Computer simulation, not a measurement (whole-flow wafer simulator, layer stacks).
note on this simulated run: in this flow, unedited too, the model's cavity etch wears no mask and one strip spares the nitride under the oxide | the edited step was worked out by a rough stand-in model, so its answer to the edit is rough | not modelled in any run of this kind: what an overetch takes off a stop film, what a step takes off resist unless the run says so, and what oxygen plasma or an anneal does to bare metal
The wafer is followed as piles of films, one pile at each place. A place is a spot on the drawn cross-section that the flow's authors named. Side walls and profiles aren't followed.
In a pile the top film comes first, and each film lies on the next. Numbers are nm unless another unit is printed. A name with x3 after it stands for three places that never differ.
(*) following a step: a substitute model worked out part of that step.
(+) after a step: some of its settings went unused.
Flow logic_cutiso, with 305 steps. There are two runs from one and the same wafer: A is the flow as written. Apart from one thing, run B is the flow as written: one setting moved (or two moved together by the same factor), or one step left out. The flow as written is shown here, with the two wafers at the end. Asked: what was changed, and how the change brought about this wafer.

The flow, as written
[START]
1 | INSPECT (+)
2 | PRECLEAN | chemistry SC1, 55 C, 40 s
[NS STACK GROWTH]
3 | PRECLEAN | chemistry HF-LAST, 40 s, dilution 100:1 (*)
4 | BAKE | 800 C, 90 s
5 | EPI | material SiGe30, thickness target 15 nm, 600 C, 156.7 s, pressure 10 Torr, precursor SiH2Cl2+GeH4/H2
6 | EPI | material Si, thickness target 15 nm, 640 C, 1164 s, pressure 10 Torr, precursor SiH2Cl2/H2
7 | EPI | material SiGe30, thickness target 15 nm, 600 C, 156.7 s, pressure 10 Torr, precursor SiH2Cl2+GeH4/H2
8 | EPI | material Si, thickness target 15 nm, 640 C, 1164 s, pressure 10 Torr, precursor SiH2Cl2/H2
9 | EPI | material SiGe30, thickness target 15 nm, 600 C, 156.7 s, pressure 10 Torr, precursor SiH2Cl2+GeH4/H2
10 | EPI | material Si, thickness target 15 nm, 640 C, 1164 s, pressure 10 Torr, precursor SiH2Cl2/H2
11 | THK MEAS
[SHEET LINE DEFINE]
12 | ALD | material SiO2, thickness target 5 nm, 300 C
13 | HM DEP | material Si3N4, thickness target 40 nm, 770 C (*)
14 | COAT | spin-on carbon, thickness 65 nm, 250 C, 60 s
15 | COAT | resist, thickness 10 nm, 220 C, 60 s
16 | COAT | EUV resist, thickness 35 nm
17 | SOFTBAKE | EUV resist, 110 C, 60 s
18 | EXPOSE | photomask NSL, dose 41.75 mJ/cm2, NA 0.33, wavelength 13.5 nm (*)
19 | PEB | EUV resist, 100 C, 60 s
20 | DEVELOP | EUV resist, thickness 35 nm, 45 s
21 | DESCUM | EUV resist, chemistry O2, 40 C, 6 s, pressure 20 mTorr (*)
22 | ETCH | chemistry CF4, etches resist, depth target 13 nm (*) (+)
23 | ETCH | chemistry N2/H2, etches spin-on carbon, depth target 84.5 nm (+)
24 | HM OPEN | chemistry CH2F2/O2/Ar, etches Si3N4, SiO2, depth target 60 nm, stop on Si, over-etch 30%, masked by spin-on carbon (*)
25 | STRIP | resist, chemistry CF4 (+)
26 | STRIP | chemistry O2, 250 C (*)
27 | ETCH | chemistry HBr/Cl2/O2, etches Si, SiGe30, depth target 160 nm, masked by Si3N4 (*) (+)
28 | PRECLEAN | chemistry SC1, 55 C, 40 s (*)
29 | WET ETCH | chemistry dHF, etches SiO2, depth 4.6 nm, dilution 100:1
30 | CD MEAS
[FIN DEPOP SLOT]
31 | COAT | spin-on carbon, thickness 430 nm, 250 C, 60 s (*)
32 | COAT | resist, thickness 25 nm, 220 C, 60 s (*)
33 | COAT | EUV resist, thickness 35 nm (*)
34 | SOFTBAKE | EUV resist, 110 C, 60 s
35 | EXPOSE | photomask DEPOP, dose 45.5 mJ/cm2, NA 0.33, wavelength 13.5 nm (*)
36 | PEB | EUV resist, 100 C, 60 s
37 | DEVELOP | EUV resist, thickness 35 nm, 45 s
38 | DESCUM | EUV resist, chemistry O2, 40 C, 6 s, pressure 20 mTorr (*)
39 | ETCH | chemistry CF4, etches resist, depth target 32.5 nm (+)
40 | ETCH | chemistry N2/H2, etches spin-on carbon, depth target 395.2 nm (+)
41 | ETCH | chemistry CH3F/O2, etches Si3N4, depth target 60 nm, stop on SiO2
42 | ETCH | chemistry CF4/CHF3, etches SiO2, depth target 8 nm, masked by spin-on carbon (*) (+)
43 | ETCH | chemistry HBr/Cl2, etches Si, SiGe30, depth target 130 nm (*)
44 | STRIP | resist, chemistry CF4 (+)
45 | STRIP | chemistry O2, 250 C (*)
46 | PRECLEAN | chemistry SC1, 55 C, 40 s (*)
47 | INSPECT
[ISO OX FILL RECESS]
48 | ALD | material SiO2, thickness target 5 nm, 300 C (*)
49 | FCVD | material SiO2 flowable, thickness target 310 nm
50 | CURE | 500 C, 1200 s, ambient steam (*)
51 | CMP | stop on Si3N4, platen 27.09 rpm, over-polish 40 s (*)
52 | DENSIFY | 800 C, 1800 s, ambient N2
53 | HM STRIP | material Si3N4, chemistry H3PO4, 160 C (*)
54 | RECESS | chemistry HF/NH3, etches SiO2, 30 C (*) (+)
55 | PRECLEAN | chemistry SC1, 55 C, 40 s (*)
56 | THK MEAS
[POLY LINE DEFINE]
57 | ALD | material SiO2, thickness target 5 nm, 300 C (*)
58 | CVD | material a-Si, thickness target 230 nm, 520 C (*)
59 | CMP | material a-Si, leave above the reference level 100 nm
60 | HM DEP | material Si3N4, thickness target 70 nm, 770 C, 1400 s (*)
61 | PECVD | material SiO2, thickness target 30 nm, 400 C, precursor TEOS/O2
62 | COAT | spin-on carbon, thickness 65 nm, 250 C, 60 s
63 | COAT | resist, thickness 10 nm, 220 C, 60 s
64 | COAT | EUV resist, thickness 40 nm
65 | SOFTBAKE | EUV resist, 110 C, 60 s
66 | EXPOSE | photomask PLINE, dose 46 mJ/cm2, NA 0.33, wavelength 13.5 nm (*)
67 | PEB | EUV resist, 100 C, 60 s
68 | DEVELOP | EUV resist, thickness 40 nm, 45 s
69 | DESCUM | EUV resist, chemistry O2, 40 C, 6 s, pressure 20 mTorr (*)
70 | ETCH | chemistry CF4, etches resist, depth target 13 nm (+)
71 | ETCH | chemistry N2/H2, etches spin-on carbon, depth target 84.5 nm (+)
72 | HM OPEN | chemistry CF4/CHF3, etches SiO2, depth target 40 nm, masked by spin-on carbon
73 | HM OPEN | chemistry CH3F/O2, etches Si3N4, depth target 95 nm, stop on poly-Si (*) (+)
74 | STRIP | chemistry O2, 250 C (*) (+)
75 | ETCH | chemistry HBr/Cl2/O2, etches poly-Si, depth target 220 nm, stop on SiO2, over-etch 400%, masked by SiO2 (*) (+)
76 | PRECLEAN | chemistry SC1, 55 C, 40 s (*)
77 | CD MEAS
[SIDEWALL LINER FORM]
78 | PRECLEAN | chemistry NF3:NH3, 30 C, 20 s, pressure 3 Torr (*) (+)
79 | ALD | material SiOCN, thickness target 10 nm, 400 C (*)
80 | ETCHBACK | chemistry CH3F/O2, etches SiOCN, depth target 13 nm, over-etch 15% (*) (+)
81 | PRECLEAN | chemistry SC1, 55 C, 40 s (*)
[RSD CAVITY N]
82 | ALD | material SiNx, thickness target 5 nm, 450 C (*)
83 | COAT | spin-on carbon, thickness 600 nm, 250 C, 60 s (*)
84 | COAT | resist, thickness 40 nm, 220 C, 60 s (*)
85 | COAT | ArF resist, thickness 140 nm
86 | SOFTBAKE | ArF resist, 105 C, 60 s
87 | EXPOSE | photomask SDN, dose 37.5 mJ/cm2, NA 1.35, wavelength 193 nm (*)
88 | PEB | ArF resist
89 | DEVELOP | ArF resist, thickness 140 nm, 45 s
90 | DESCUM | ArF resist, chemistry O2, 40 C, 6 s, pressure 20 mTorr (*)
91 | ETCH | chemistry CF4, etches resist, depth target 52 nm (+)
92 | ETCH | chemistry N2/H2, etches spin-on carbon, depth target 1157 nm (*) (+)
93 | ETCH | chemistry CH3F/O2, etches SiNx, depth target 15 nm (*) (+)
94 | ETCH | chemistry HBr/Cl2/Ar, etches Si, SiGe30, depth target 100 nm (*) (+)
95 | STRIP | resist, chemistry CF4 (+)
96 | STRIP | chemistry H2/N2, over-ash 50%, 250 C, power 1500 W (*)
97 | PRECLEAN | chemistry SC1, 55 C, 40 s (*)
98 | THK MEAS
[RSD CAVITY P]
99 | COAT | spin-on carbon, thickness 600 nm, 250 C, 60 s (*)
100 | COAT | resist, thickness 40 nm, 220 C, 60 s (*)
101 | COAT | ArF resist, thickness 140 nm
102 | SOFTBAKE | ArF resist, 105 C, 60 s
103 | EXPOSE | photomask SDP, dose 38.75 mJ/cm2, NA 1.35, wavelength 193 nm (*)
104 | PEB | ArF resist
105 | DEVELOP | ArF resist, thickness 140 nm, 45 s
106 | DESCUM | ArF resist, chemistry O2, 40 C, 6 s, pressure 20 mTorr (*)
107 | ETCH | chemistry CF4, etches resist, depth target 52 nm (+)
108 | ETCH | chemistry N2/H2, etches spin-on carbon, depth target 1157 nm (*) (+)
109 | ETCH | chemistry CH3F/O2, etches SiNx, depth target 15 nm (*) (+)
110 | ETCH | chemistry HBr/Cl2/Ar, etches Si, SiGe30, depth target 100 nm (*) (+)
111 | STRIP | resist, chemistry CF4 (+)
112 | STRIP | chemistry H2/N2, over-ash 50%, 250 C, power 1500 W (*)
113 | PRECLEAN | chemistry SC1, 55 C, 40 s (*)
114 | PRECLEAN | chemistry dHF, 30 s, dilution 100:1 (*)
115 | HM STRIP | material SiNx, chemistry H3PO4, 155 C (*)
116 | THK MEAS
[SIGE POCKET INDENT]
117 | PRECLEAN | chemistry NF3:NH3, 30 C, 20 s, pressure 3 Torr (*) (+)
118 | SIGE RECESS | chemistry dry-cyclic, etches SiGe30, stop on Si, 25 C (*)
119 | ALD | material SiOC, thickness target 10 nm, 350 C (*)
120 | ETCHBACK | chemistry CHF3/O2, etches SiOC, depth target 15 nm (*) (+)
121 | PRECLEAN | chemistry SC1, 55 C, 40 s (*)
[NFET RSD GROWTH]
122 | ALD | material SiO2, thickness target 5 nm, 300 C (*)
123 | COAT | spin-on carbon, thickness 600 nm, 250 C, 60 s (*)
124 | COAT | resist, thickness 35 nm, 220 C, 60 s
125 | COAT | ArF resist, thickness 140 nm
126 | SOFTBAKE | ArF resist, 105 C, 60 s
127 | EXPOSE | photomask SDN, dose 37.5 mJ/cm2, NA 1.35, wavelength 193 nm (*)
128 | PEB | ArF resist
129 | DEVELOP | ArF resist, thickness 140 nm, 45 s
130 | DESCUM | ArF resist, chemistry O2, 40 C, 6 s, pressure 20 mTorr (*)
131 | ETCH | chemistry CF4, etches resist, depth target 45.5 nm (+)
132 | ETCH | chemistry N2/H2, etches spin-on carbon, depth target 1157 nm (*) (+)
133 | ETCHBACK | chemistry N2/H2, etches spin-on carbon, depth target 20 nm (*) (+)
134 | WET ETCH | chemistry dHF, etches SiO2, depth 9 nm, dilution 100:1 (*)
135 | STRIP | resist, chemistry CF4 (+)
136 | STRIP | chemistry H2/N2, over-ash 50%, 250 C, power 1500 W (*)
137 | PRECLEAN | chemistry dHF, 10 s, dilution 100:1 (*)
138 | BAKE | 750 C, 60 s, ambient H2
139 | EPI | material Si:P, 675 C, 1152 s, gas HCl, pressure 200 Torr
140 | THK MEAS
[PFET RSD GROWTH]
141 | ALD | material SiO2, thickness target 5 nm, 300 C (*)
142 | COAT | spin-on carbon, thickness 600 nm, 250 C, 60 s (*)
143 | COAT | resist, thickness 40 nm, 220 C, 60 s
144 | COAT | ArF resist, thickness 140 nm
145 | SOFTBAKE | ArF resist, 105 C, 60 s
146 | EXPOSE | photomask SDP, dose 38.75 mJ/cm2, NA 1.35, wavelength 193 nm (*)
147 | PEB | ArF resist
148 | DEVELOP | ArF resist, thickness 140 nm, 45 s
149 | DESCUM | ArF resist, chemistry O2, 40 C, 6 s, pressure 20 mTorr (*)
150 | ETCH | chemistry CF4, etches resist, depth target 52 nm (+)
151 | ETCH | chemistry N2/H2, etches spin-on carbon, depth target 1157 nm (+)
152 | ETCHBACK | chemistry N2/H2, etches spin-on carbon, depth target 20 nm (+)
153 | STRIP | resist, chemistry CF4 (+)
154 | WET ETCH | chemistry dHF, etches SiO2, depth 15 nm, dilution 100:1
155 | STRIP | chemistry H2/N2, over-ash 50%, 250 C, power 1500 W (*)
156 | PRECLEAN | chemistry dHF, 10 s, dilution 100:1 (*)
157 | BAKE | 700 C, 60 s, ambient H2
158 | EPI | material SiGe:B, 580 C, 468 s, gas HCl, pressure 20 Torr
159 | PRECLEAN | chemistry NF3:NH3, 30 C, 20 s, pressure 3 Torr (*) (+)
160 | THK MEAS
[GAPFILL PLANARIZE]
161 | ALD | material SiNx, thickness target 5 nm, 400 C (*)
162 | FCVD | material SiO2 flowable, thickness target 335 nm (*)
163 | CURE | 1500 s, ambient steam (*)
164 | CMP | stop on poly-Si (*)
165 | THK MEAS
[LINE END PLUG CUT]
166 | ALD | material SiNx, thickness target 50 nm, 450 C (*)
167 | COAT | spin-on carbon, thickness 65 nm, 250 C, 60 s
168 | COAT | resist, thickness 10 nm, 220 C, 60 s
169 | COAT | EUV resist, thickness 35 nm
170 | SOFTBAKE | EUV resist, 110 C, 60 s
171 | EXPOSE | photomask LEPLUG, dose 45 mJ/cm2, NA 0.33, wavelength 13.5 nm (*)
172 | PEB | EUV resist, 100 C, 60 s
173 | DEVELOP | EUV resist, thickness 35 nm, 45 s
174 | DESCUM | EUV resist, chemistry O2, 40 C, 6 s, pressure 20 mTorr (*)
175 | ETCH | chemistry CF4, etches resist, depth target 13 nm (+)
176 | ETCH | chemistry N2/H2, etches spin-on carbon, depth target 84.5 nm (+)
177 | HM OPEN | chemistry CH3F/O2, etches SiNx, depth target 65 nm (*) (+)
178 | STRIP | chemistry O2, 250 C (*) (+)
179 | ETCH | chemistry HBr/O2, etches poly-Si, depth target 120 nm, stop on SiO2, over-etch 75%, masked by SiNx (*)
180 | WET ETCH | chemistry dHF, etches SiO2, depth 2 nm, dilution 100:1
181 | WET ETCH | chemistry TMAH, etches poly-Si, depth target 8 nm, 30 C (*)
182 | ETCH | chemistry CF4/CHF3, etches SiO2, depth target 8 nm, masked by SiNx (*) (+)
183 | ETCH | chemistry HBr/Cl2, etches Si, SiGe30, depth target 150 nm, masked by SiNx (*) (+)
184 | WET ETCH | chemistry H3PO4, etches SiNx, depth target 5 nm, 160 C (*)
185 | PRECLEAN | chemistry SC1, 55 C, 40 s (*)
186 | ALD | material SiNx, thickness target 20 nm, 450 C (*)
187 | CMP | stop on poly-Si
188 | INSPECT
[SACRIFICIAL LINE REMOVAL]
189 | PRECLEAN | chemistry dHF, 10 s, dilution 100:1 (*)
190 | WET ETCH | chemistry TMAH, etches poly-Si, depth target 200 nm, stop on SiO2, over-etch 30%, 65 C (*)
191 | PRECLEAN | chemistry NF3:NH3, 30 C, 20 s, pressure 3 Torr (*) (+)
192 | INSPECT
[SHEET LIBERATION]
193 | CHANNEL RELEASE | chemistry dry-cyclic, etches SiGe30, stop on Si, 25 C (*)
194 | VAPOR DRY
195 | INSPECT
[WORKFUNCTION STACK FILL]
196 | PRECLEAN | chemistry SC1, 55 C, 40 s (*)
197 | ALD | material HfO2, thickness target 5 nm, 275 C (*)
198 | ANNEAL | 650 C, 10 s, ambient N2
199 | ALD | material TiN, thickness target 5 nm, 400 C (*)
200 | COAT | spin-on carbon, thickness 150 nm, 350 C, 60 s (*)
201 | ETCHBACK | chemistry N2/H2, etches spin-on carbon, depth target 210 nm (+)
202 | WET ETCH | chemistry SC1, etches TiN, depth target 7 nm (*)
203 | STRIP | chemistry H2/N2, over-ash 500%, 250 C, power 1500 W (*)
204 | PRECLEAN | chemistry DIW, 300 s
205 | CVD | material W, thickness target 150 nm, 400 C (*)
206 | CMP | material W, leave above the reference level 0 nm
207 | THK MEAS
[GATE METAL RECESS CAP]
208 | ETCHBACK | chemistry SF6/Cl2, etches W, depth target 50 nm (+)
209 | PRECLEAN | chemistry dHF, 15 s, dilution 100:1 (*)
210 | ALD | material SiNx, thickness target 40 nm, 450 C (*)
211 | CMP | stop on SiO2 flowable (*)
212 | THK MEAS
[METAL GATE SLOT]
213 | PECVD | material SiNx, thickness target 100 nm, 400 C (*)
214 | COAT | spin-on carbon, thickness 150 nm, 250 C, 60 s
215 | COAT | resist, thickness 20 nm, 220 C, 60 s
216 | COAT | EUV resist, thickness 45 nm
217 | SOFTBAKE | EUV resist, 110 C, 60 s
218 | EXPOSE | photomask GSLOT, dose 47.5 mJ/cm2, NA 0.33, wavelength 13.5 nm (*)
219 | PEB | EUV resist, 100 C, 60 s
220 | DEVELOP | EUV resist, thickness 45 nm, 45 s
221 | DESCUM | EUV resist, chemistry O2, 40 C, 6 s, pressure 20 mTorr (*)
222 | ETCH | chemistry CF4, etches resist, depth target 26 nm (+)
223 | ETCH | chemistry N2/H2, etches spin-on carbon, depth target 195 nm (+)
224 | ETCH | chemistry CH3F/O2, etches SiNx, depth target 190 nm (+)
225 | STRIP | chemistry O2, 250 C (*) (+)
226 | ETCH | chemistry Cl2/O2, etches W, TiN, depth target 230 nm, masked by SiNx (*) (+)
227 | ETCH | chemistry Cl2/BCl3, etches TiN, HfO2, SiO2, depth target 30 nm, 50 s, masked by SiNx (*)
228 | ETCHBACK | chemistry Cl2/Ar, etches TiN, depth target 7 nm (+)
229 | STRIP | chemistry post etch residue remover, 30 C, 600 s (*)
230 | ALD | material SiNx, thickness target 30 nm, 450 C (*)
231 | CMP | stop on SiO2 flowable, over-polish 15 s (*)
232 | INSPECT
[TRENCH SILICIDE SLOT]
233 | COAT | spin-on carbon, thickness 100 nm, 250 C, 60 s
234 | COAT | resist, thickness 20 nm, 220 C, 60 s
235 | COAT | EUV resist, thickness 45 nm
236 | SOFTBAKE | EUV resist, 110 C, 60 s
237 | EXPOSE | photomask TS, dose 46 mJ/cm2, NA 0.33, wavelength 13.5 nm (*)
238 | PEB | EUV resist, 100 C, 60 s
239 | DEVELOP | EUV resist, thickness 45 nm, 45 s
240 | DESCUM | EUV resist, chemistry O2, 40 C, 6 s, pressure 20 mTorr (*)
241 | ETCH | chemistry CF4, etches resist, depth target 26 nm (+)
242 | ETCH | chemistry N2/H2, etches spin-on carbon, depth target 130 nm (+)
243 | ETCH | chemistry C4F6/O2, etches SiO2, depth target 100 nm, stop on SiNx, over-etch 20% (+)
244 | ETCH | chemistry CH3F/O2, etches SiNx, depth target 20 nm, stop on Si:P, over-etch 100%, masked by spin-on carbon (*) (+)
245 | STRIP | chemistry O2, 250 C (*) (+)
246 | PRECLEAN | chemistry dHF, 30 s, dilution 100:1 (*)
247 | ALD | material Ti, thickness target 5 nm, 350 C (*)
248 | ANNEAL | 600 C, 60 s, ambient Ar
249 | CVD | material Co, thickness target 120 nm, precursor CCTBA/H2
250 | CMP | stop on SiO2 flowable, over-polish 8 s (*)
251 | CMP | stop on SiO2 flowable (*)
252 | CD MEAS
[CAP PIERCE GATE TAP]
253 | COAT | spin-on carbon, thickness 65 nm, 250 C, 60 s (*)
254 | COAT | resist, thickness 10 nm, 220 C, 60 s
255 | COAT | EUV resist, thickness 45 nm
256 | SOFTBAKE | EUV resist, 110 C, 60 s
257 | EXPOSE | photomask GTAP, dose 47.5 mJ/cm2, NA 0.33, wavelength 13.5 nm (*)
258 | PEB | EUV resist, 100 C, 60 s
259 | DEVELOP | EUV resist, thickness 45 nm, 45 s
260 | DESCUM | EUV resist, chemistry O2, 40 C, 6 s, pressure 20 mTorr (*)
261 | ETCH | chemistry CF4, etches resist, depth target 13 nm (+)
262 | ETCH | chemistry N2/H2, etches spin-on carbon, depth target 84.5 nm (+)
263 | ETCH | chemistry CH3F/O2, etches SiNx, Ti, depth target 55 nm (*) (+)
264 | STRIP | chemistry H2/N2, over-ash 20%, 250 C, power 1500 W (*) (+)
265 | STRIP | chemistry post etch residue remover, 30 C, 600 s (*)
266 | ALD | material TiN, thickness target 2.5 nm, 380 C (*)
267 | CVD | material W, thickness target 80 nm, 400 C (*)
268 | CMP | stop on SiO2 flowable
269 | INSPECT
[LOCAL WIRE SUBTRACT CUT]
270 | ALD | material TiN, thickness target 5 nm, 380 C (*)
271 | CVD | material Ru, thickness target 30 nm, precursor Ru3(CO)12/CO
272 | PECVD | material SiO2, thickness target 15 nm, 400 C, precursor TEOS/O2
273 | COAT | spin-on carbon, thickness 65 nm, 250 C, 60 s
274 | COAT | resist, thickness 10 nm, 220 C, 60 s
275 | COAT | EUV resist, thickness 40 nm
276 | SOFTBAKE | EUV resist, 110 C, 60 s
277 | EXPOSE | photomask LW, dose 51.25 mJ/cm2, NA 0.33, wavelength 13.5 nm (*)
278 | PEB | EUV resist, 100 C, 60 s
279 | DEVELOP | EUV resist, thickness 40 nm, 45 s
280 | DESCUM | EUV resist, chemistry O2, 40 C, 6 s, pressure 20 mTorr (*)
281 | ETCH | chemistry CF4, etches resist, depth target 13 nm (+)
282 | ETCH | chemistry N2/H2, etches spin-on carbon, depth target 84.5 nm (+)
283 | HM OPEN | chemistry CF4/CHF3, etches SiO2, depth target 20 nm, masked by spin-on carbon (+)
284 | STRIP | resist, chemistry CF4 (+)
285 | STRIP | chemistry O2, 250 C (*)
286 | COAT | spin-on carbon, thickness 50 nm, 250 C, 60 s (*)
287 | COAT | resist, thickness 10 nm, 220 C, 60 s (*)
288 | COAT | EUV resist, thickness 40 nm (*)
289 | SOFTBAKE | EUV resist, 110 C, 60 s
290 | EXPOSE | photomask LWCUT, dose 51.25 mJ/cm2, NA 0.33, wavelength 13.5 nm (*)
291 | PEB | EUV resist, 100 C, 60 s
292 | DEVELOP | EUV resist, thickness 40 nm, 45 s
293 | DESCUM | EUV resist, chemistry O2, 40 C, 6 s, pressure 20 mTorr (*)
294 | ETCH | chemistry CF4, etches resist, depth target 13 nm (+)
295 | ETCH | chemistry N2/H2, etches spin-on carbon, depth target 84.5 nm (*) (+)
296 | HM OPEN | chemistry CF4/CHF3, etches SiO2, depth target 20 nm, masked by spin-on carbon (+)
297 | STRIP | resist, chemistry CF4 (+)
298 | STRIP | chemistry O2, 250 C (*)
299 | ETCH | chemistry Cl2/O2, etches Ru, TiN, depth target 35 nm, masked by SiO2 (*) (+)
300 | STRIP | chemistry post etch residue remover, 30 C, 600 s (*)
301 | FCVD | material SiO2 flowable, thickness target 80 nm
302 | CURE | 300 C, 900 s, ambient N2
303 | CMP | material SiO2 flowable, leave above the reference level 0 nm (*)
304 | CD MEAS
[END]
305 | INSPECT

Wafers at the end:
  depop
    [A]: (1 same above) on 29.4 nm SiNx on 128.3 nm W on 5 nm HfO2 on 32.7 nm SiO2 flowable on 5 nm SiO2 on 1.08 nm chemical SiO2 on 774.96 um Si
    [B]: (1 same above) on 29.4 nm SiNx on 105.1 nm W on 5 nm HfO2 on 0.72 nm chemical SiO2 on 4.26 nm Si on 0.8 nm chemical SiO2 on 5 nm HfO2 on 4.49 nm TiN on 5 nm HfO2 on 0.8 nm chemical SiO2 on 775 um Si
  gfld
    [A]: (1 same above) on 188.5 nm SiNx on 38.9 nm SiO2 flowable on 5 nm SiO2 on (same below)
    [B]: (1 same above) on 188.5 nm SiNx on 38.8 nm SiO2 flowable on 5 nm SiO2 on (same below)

The reason: step 43, ETCH: depth target 65 nm was run, while the flow as written has depth target 130 nm.

How this came from the change, step by step:
  43 | ETCH | chemistry HBr/Cl2, etches Si, SiGe30, depth target 130 nm (*)
      depop: A Si loses 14 (all of it), SiGe30 loses 15 (all of it), Si loses 15 (all of it), SiGe30 loses 15 (all of it), Si loses 15 (all of it), SiGe30 loses 15 (all of it), Si loses 41 | B Si loses 14 (all of it), SiGe30 loses 15 (all of it), Si loses 15 (all of it), SiGe30 loses 15 (all of it), Si loses 5.97
      dpovl, gl, glp and 16 more: A spin-on carbon loses 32 | B spin-on carbon loses 19
      (also at 2 further places)
  44 | STRIP | resist, chemistry CF4 (+)
      depop: A nothing | B Si loses 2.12
  45 | STRIP | chemistry O2, 250 C (*)
      gfld, lnri: A chemical SiO2 gains 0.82 (new film), spin-on carbon loses 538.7 (all of it), Si loses 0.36 | B chemical SiO2 gains 0.82 (new film), spin-on carbon loses 551.7 (all of it), Si loses 0.36
      glp, tap: A spin-on carbon loses 347.6 (all of it) | B spin-on carbon loses 360.6 (all of it)
      (also at 17 further places)
  49 | FCVD | material SiO2 flowable, thickness target 310 nm
      depop: A SiO2 flowable gains 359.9 (new film) | B SiO2 flowable gains 303.6 (new film)
      ns: A SiO2 flowable gains 201.3 (new film) | B SiO2 flowable gains 207.9 (new film)
  51 | CMP | stop on Si3N4, platen 27.09 rpm, over-polish 40 s (*)
      depop: A SiO2 flowable loses 200.5 | B SiO2 flowable loses 207
      dpovl: A SiO2 flowable loses 200.4 | B SiO2 flowable loses 206.9
      (also at 3 further places)
  52 | DENSIFY | 800 C, 1800 s, ambient N2
      depop: A SiO2 flowable loses 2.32 | B SiO2 flowable loses 1.26
  54 | RECESS | chemistry HF/NH3, etches SiO2, 30 C (*) (+)
      depop: A SiO2 flowable loses 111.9 | B SiO2 flowable loses 85.5 (all of it), SiO2 loses 5 (all of it), chemical SiO2 loses 1.08 (all of it)
  55 | PRECLEAN | chemistry SC1, 55 C, 40 s (*)
      depop: A SiO2 flowable loses 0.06 | B chemical SiO2 gains 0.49 (new film), Si loses 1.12
  58 | CVD | material a-Si, thickness target 230 nm, 520 C (*)
      depop: A a-Si gains 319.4 (new film) | B a-Si gains 298.6 (new film)
  60 | HM DEP | material Si3N4, thickness target 70 nm, 770 C, 1400 s (*)
      depop: A Si3N4 gains 70 (new film), poly-Si gains 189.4 (new film), a-Si loses 189.4 (all of it) | B Si3N4 gains 70 (new film), poly-Si gains 168.6 (new film), a-Si loses 168.6 (all of it)
  190 | WET ETCH | chemistry TMAH, etches poly-Si, depth target 200 nm, stop on SiO2, over-etch 30%, 65 C (*)
      depop: A poly-Si loses 189.4 (all of it) | B poly-Si loses 168.6 (all of it)
  191 | PRECLEAN | chemistry NF3:NH3, 30 C, 20 s, pressure 3 Torr (*) (+)
      depop: A SiO2 loses 5 (all of it), SiO2 flowable loses 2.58 | B SiO2 loses 5 (all of it), chemical SiO2 loses 0.49 (all of it)
  193 | CHANNEL RELEASE | chemistry dry-cyclic, etches SiGe30, stop on Si, 25 C (*)
      depop: A nothing | B chemical SiO2 gains 0.8 (new film), Si loses 0.99, chemical SiO2 gains 0.8 (new film), cavity gains 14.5 (new film), chemical SiO2 gains 0.8 (new film), SiGe30 loses 15 (all of it), Si loses 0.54
  197 | ALD | material HfO2, thickness target 5 nm, 275 C (*)
      depop: A HfO2 gains 5 (new film) | B HfO2 gains 5 (new film), HfO2 gains 5 (new film), cavity loses 10, HfO2 gains 5 (new film)
  199 | ALD | material TiN, thickness target 5 nm, 400 C (*)
      depop: A TiN gains 5 (new film) | B TiN gains 5 (new film), TiN gains 4.49 (new film), cavity loses 4.49 (all of it)
  200 | COAT | spin-on carbon, thickness 150 nm, 350 C, 60 s (*)
      depop: A spin-on carbon gains 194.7 (new film) | B spin-on carbon gains 174.7 (new film)
      ns: A spin-on carbon gains 103.7 (new film) | B spin-on carbon gains 106.4 (new film)
  ... 1 further step ...
  205 | CVD | material W, thickness target 150 nm, 400 C (*)
      depop: A W gains 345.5 (new film) | B W gains 322.3 (new film)
Taking metal films that touch as one body, depop has 2 bodies (between them, from the top down: HfO2 5 / chemical SiO2 0.72 / Si 4.26 / chemical SiO2 0.8 / HfO2 5); the flow as written gives 1 body.
